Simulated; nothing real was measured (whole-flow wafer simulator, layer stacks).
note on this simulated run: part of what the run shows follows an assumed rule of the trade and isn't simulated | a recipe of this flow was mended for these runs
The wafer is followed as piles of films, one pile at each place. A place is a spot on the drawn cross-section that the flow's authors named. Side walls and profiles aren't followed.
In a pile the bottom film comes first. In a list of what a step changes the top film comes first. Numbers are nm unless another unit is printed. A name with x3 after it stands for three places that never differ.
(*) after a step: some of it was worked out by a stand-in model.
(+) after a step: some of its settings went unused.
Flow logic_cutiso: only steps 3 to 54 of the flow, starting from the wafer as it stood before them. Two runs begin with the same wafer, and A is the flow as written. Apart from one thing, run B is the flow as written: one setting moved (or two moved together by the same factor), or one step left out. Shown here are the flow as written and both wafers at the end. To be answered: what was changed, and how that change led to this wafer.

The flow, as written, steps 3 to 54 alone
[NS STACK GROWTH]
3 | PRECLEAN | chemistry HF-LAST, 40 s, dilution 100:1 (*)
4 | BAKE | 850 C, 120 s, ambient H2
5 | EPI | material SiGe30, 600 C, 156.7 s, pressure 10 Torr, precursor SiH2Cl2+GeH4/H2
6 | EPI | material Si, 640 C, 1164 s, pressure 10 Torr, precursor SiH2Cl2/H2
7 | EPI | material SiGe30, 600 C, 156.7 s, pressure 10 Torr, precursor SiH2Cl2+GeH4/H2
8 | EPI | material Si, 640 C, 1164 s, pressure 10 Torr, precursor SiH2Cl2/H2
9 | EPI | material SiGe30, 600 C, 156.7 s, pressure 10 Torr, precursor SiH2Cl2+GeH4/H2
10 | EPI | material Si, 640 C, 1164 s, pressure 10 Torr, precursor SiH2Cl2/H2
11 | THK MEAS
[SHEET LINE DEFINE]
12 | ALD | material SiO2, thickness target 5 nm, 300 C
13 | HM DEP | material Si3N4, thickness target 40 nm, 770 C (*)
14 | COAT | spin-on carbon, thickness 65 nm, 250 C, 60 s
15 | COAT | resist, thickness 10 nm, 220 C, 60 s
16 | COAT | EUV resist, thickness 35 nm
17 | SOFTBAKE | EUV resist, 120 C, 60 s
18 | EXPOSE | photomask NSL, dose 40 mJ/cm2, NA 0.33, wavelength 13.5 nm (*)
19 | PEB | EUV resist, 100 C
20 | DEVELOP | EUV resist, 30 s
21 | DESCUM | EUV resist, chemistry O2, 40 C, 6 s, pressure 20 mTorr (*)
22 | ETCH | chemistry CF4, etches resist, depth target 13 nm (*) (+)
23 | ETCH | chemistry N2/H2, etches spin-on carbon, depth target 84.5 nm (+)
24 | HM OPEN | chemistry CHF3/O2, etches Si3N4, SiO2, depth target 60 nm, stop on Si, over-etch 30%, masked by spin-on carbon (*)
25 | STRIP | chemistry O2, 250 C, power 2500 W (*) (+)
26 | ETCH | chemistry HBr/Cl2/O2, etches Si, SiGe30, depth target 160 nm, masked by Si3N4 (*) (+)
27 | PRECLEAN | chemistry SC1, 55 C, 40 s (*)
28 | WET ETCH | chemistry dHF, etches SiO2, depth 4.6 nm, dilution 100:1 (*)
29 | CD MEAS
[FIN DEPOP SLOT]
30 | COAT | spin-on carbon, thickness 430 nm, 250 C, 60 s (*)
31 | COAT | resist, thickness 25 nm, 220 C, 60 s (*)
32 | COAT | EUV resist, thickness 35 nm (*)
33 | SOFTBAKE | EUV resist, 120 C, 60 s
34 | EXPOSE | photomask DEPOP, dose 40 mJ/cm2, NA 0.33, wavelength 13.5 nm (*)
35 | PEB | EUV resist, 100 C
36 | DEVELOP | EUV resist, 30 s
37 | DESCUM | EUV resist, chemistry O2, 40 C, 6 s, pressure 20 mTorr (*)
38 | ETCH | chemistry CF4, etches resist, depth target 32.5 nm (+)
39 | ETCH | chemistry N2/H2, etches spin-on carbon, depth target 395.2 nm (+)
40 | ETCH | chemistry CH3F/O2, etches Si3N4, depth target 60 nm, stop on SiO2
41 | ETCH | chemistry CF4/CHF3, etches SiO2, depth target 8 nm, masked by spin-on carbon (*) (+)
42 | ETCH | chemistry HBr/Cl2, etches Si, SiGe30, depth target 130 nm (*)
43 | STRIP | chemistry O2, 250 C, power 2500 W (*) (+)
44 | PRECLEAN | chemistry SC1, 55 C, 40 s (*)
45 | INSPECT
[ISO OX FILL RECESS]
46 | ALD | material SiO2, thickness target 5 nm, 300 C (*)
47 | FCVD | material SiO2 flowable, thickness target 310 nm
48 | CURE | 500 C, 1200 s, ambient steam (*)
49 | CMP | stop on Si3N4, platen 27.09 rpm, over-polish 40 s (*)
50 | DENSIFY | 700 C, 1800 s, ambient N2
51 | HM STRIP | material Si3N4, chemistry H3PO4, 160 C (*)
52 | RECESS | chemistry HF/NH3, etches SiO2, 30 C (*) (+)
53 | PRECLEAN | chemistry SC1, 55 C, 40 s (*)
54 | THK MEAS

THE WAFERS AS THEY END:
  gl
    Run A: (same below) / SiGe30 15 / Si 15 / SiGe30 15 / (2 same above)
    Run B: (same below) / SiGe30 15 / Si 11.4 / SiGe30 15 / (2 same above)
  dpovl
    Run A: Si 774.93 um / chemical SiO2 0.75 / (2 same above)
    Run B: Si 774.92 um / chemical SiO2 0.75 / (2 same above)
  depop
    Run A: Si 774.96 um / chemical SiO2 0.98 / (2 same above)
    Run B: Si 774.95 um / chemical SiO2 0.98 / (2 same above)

The reason: step 8, EPI: 884.9 s was run, though the flow has 1164 s.

How this came from the change, step by step:
  8 | EPI | material Si, 640 C, 1164 s, pressure 10 Torr, precursor SiH2Cl2/H2
      depop, dpovl, gfld and 19 more: A +15 Si (new film) | B +11.4 Si (new film)
  26 | ETCH | chemistry HBr/Cl2/O2, etches Si, SiGe30, depth target 160 nm, masked by Si3N4 (*) (+)
      dpovl, gfld, gxf, iso, isow, lnri, nsgap: A -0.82 chemical SiO2 (all of it), -12 Si (all of it), -15 SiGe30 (all of it), -15 Si (all of it), -15 SiGe30 (all of it), -15 Si (all of it), -15 SiGe30 (all of it), -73 Si | B -0.82 chemical SiO2 (all of it), -12 Si (all of it), -15 SiGe30 (all of it), -11.4 Si (all of it), -15 SiGe30 (all of it), -15 Si (all of it), -15 SiGe30 (all of it), -76.6 Si
  42 | ETCH | chemistry HBr/Cl2, etches Si, SiGe30, depth target 130 nm (*)
      depop: A -13.8 Si (all of it), -15 SiGe30 (all of it), -15 Si (all of it), -15 SiGe30 (all of it), -15 Si (all of it), -15 SiGe30 (all of it), -41.2 Si | B -13.8 Si (all of it), -15 SiGe30 (all of it), -11.4 Si (all of it), -15 SiGe30 (all of it), -15 Si (all of it), -15 SiGe30 (all of it), -44.8 Si
